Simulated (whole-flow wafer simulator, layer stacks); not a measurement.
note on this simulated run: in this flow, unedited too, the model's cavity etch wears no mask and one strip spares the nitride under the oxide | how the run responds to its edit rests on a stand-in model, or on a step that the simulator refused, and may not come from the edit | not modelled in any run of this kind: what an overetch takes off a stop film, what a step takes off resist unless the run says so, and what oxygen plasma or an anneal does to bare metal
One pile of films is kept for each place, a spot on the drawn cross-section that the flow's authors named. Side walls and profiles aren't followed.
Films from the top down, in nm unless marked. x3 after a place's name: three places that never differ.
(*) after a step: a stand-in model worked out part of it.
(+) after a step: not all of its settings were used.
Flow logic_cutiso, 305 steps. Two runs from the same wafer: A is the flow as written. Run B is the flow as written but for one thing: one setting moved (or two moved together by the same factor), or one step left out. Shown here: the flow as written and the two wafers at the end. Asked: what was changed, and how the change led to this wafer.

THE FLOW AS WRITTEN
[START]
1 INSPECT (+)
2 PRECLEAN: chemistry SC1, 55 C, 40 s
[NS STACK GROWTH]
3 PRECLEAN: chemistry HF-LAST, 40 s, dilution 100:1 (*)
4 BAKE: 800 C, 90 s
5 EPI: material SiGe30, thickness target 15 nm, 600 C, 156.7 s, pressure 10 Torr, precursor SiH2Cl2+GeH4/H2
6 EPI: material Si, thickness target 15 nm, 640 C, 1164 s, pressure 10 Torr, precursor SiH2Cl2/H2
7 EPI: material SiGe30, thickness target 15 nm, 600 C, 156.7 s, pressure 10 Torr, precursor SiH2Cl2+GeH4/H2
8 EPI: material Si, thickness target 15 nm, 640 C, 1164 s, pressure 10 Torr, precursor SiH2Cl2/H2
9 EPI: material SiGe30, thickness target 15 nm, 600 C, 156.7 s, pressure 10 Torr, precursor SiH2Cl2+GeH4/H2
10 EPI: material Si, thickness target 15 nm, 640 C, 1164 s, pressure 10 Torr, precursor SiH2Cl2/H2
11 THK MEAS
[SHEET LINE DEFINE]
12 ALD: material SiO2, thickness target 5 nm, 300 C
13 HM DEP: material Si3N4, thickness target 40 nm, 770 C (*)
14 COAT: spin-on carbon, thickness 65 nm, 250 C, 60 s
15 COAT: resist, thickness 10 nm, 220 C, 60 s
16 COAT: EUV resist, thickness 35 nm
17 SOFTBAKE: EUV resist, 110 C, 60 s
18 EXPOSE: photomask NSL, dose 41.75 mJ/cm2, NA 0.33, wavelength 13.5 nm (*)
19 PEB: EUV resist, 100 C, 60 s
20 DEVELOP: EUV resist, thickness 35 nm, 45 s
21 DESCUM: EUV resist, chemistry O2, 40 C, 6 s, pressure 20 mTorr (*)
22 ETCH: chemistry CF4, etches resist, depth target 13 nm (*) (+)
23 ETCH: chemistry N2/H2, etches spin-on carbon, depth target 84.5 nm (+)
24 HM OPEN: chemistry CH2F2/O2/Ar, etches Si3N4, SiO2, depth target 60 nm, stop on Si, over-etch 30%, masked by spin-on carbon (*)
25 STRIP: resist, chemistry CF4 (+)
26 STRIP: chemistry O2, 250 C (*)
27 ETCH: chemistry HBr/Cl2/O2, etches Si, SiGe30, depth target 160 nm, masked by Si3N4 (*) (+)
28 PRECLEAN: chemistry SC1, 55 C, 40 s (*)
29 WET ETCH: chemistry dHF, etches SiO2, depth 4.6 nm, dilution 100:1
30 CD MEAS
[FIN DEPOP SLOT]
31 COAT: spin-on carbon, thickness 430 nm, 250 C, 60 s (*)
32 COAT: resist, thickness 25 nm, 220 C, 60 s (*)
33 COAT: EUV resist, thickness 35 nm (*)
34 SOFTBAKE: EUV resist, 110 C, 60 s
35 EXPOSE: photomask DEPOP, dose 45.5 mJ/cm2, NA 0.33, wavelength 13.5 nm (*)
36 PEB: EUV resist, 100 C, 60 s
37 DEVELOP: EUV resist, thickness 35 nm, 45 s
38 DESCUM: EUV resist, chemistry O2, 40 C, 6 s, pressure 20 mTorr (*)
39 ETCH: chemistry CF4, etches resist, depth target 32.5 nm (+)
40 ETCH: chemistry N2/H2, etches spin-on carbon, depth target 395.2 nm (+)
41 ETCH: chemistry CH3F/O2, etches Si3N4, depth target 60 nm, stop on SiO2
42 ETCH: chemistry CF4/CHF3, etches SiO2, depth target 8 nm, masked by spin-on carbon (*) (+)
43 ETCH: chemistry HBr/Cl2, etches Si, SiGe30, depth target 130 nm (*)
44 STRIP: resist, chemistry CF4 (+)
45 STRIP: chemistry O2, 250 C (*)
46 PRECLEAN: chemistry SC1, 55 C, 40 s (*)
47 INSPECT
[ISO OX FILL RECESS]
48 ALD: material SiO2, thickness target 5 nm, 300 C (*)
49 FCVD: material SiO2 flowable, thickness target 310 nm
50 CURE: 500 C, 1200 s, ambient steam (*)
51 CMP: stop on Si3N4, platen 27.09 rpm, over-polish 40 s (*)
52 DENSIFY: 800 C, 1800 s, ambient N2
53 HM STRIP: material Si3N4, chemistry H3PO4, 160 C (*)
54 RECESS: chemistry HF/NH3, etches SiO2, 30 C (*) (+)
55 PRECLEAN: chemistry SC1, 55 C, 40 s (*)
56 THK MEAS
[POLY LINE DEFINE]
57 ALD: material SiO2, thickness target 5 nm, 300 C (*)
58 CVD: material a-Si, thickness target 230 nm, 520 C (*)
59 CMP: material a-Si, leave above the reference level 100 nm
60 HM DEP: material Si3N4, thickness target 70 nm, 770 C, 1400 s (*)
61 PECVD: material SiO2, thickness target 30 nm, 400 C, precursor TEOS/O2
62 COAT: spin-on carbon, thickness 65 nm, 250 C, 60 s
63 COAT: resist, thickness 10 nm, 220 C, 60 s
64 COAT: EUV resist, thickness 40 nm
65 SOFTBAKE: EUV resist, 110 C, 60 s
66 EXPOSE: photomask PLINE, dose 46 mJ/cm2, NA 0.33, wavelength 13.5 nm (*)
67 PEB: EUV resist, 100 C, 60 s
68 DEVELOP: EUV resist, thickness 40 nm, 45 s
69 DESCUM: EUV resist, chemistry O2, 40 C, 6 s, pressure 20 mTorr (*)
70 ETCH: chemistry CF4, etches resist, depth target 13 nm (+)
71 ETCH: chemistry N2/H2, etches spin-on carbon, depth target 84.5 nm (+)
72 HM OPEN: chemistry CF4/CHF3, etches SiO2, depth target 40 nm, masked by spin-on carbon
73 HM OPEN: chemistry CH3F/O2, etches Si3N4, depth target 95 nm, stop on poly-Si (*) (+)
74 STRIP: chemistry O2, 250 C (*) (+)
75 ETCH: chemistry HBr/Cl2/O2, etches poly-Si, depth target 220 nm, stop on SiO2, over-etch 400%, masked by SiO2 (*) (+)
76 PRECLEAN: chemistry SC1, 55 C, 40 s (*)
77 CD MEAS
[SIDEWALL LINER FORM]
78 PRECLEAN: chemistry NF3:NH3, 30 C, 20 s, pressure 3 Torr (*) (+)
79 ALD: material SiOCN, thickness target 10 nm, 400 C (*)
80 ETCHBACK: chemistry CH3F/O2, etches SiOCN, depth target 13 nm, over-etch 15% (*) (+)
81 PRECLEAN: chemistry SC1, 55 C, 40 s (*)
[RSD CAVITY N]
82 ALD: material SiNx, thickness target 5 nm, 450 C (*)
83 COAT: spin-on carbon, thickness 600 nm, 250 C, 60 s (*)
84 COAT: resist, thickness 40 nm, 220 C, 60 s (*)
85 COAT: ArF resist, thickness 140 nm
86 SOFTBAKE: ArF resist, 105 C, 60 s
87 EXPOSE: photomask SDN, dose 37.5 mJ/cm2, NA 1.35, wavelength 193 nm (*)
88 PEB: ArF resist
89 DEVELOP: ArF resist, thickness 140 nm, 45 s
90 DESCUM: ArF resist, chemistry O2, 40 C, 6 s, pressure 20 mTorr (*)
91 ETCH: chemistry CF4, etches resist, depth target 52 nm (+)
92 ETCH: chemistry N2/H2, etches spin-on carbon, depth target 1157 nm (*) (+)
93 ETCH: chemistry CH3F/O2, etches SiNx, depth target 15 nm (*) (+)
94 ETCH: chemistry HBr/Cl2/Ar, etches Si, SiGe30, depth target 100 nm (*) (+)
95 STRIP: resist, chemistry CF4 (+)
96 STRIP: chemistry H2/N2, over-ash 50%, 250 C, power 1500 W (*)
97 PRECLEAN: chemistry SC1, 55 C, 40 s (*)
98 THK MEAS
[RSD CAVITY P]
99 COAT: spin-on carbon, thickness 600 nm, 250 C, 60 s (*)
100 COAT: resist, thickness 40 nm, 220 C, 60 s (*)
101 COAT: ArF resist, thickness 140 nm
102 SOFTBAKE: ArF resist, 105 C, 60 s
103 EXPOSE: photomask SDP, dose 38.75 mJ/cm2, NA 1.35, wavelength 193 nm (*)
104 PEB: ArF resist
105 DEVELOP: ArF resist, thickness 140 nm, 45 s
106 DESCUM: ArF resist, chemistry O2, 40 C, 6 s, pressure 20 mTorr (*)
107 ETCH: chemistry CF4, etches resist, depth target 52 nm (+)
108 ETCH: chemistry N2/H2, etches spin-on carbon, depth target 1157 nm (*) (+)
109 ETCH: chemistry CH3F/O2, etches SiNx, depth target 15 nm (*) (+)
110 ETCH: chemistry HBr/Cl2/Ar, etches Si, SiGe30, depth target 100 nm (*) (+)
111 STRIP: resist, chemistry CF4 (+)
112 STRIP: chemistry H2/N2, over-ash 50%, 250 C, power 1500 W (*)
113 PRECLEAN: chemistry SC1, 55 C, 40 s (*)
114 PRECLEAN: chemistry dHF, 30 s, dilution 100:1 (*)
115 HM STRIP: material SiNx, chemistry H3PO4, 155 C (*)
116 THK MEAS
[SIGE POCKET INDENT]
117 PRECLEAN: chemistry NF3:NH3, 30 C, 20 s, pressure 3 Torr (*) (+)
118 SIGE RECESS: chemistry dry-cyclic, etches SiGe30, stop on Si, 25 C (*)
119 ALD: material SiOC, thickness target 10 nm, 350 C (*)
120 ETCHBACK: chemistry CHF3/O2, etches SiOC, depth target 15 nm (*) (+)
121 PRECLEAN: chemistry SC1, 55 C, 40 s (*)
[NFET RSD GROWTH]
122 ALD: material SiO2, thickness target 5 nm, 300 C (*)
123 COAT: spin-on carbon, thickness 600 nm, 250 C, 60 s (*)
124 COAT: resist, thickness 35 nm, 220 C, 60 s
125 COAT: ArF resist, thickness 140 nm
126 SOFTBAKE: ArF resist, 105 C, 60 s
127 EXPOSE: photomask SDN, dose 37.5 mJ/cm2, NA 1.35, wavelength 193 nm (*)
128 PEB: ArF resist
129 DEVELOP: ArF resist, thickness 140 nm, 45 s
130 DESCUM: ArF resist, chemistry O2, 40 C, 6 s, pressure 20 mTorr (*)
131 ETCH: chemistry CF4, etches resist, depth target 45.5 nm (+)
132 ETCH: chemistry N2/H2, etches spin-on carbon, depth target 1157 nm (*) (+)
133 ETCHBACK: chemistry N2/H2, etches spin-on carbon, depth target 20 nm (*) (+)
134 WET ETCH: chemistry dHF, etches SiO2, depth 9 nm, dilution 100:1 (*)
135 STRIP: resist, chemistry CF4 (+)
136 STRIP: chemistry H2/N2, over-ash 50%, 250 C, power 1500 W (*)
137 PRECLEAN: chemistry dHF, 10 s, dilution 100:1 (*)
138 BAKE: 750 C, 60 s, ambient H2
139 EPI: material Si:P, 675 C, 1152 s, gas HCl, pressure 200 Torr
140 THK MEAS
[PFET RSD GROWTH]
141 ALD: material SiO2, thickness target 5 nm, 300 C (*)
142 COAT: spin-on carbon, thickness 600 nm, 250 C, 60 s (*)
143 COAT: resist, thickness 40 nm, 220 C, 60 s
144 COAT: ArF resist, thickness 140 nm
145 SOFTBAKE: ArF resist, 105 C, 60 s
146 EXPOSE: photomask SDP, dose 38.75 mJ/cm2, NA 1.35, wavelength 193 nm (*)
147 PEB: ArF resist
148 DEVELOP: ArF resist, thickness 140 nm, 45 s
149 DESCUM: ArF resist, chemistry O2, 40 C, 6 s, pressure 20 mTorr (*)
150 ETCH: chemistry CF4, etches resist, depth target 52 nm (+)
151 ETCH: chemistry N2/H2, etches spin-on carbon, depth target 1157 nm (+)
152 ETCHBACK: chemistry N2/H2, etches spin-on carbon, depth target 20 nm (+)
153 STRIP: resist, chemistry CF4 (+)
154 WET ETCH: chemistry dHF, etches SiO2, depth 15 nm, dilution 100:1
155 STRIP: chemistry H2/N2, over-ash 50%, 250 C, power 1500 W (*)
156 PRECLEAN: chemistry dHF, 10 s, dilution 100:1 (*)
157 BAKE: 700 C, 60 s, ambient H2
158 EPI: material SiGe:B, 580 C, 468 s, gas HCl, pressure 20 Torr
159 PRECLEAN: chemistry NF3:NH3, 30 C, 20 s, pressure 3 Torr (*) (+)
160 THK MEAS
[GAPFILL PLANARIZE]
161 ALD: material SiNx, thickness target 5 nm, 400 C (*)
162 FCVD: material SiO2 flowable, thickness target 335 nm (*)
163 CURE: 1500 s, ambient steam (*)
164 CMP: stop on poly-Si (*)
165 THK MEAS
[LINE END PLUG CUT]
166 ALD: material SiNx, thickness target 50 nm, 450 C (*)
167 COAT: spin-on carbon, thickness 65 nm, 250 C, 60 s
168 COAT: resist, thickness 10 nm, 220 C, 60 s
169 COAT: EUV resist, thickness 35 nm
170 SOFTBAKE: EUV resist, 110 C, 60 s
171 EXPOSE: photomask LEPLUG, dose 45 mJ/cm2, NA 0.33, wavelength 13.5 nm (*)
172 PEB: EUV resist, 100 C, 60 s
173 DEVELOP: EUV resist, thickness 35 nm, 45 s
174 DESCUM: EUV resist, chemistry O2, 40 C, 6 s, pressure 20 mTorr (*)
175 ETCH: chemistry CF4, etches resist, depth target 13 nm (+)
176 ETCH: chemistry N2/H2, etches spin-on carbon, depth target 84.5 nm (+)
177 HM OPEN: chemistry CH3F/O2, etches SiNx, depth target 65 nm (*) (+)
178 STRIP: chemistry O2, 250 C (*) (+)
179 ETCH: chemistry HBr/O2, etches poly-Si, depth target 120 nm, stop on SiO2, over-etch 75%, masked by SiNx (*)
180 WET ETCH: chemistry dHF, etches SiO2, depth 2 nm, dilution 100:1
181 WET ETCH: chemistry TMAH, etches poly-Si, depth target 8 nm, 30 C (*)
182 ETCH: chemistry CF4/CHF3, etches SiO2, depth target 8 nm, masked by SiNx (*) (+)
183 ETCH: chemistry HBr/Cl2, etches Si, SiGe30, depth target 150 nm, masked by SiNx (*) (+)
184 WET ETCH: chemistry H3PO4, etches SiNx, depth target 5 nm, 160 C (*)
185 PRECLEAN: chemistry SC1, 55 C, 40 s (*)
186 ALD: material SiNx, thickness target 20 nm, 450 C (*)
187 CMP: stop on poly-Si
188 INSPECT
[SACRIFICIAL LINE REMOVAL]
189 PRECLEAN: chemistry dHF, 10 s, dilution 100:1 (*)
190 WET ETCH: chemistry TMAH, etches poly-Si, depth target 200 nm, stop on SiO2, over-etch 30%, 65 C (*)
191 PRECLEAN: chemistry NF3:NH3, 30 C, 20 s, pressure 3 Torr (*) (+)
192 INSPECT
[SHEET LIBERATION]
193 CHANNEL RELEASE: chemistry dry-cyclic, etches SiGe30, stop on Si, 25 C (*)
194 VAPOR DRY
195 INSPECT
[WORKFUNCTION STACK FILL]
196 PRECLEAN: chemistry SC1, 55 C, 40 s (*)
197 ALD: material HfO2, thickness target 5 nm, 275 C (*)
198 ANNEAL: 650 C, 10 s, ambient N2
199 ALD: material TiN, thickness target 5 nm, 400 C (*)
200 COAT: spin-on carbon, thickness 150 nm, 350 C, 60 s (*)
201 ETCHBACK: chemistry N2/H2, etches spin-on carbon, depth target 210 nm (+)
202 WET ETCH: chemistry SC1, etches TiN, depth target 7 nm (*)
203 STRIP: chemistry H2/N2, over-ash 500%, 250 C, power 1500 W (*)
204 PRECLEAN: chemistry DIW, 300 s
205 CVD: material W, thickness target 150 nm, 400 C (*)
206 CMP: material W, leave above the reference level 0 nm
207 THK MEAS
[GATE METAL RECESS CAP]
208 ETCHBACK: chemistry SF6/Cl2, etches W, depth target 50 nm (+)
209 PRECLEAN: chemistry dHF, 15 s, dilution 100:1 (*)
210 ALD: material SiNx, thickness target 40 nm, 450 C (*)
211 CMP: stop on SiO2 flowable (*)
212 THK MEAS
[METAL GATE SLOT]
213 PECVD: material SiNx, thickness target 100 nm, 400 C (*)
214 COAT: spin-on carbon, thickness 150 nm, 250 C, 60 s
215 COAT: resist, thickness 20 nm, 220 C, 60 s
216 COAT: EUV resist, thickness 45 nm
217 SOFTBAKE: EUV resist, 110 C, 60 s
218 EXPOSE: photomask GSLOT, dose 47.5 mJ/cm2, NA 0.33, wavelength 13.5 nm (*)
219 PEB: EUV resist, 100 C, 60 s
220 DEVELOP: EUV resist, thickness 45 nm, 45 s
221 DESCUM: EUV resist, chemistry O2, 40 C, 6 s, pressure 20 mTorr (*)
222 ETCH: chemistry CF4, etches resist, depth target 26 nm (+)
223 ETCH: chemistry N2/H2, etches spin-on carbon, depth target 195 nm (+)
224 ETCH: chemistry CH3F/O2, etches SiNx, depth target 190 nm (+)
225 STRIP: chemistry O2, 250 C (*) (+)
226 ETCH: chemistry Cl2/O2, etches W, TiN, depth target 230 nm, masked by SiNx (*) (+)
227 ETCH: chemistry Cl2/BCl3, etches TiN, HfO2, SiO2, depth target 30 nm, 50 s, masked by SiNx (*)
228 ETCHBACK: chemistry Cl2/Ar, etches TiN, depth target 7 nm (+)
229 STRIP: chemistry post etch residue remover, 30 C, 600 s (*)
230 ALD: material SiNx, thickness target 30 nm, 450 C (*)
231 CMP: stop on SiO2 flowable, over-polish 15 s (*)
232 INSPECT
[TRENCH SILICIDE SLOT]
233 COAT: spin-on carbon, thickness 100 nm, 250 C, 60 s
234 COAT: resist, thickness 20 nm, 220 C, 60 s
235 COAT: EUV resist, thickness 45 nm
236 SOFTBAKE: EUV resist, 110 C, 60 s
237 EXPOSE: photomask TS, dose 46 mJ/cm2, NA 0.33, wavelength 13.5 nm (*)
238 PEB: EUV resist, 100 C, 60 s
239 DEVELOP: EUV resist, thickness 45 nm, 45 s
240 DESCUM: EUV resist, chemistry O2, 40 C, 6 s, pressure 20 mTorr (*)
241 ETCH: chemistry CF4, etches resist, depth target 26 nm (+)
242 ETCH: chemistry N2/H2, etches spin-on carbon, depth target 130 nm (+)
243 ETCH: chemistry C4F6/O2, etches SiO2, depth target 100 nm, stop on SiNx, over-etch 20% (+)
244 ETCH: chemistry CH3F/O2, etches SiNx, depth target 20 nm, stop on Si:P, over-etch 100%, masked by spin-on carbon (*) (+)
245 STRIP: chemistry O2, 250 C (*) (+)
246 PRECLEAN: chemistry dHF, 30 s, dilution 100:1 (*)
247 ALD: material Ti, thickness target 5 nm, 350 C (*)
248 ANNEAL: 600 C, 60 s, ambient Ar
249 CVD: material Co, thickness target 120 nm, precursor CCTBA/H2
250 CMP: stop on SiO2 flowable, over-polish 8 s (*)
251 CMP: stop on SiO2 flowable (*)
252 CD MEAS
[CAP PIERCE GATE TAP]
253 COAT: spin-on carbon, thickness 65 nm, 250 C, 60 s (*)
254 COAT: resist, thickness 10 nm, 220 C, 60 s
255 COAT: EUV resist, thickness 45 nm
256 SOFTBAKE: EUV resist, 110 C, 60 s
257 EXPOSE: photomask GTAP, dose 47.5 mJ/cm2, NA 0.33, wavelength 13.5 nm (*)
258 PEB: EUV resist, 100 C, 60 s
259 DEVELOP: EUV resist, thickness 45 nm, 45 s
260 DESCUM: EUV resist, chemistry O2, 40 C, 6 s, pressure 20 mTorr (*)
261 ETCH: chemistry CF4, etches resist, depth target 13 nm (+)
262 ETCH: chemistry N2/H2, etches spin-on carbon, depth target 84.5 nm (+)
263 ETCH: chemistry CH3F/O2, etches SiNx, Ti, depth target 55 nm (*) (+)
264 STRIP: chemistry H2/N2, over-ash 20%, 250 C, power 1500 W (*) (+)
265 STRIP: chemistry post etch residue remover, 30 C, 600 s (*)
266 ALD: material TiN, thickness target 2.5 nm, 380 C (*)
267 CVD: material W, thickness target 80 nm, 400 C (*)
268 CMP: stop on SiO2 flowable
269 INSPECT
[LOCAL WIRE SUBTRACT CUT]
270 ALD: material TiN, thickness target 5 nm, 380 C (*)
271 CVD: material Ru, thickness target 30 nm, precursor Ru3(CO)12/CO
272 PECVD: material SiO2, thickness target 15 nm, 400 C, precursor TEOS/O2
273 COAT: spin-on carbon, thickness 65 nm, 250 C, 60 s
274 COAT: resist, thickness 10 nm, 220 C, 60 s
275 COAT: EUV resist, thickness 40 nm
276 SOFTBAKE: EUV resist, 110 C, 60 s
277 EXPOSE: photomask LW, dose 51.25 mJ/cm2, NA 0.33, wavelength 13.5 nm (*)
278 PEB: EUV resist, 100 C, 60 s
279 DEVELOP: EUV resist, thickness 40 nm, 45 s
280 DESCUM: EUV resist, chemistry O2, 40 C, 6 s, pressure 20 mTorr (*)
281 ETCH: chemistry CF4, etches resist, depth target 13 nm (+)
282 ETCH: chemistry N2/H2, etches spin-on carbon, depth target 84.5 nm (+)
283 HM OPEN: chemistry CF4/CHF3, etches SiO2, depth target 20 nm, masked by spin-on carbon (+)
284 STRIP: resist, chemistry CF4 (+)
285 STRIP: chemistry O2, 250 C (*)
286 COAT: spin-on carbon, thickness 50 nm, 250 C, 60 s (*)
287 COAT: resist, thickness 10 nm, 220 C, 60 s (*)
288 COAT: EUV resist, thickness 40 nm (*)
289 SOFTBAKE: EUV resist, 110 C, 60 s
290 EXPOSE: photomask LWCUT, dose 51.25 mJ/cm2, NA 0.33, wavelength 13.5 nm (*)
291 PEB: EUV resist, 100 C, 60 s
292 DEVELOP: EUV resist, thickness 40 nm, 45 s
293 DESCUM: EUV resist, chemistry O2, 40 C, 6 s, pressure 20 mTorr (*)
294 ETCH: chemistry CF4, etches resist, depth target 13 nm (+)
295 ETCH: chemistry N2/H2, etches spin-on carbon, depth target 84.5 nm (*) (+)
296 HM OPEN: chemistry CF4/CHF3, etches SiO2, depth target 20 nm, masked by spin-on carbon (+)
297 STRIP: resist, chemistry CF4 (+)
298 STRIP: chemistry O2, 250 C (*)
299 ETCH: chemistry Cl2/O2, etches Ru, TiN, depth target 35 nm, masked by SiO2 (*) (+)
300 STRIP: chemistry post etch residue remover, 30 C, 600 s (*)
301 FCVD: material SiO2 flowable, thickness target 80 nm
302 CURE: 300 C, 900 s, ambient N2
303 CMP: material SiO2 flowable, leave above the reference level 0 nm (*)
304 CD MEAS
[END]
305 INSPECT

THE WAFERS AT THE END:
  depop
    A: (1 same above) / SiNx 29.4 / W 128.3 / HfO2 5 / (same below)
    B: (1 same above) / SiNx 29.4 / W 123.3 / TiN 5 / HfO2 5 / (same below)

The cause: step 201, ETCHBACK: depth target 136.5 nm was run, where the flow has depth target 210 nm.

How the change led to this, step by step:
  201 ETCHBACK: chemistry N2/H2, etches spin-on carbon, depth target 210 nm (+)
      rsdn, rsdw: A spin-on carbon -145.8 (all of it) | B spin-on carbon -136.5
      rsdp, rsdx: A spin-on carbon -145.6 (all of it) | B spin-on carbon -136.5
      (and at 12 more places)
  202 WET ETCH: chemistry SC1, etches TiN, depth target 7 nm (*)
      depop, dpovl, iso and 6 more: A TiN -5 (all of it) | B spin-on carbon -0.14
  203 STRIP: chemistry H2/N2, over-ash 500%, 250 C, power 1500 W (*)
      depop, dpovl: A nothing | B spin-on carbon -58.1 (all of it)
      iso: A nothing | B spin-on carbon -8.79 (all of it)
      (and at 13 more places)
  205 CVD: material W, thickness target 150 nm, 400 C (*)
      rsdn, rsdp, rsdw, rsdx: A W +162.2 (new film) | B W +157.2 (new film)
      iso: A W +162.4 (new film) | B W +157.4 (new film)
  206 CMP: material W, leave above the reference level 0 nm
      rsdn, rsdp, rsdw, rsdx: A W -162.2 (all of it), HfO2 -5 (all of it) | B W -157.2 (all of it), TiN -5 (all of it), HfO2 -5 (all of it)
      iso: A W -162.4 (all of it), HfO2 -5 (all of it) | B W -157.4 (all of it), TiN -5 (all of it), HfO2 -5 (all of it)
